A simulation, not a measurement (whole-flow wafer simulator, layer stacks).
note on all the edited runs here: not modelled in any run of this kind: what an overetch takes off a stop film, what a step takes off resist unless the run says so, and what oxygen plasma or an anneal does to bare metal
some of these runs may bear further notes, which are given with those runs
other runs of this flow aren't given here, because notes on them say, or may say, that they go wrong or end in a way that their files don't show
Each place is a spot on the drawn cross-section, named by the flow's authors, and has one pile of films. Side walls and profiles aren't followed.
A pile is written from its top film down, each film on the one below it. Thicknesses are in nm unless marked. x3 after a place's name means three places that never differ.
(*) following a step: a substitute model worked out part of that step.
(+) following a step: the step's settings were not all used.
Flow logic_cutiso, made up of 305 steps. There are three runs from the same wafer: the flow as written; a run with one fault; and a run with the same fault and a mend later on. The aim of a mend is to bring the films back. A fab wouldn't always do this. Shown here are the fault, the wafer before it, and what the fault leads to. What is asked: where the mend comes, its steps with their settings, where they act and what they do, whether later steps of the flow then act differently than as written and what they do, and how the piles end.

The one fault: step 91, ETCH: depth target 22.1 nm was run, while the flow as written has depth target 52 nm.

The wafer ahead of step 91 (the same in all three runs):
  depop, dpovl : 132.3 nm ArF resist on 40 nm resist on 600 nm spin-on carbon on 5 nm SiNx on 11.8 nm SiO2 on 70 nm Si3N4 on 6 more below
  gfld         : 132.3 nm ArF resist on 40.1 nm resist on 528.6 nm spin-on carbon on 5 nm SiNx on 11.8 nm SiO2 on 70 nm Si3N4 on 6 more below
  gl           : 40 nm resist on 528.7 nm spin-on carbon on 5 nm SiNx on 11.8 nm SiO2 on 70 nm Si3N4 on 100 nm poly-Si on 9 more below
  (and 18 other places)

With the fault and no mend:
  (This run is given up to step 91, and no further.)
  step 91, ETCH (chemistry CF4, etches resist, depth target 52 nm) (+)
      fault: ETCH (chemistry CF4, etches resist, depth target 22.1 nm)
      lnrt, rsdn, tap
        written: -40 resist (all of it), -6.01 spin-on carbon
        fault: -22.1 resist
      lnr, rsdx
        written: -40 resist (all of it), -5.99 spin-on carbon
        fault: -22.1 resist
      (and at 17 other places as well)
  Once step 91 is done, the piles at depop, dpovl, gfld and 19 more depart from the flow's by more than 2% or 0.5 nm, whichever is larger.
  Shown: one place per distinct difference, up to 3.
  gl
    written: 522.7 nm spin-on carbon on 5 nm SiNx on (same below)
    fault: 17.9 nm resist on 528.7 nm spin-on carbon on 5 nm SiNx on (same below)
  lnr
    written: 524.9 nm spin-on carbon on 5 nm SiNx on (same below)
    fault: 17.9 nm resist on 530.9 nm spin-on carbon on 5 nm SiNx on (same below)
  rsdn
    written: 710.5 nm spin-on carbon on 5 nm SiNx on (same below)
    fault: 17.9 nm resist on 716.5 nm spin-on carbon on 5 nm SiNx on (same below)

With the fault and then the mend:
  After step 91 comes the mend.
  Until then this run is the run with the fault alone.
  step 91a, ETCH (chemistry CF4, etches resist, depth target 29.9 nm) (*) (+) (a further turn of the flow's step 91, with different settings)
      depop, dpovl, gfld and 12 more
        -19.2 ArF resist
      gl, rsdn
        -17.9 resist (all of it), -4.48 spin-on carbon
      gxn, lnr
        -17.9 resist (all of it), -4.46 spin-on carbon
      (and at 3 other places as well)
  Steps further on in the flow that do not act as written (2 more steps, not shown, differ only slightly: by at most 2% or 0.5 nm, whichever is larger):
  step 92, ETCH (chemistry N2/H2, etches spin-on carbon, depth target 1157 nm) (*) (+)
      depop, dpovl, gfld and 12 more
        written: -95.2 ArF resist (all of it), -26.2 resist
        mend: -97.4 ArF resist (all of it), -26.2 resist
  By the end, the piles equal the flow's at every place that both follow.
